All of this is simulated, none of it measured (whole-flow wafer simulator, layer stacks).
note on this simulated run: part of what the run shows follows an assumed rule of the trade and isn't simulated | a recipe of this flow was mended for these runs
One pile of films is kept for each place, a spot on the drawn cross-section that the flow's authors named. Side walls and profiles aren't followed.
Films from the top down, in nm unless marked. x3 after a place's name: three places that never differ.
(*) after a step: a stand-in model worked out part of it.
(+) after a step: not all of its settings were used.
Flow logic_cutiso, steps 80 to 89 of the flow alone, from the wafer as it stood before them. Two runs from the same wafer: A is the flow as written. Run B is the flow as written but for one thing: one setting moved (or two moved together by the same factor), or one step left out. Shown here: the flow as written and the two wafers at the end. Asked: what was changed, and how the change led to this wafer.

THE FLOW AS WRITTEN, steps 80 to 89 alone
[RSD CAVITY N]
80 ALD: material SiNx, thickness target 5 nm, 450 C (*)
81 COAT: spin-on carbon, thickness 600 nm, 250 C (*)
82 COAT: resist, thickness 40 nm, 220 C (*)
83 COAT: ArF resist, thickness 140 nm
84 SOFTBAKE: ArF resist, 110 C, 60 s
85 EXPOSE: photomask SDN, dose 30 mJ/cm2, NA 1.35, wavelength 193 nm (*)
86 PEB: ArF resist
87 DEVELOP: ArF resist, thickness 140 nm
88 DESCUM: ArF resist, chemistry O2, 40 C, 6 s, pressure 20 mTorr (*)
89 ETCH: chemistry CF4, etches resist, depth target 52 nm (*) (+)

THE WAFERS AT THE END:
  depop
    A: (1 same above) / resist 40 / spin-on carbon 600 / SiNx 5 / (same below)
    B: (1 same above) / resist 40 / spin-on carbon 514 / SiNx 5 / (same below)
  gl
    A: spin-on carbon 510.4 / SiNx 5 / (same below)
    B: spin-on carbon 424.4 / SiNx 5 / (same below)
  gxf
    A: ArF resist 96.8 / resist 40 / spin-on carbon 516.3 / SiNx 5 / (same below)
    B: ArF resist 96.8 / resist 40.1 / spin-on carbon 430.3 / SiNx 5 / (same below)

The cause: step 81, COAT: thickness 514 nm was run, where the flow has thickness 600 nm.
It can be read off the wafer: depop has spin-on carbon 514, and step 81 as written asks for 600 nm.

How the change led to this, step by step:
  81 COAT: spin-on carbon, thickness 600 nm, 250 C (*)
      depop, dpovl x3, ns: A spin-on carbon +600 (new film) | B spin-on carbon +514 (new film)
      gfld, gxf, gxn, gxp: A spin-on carbon +516.3 (new film) | B spin-on carbon +430.3 (new film)
      (and at 13 more places)
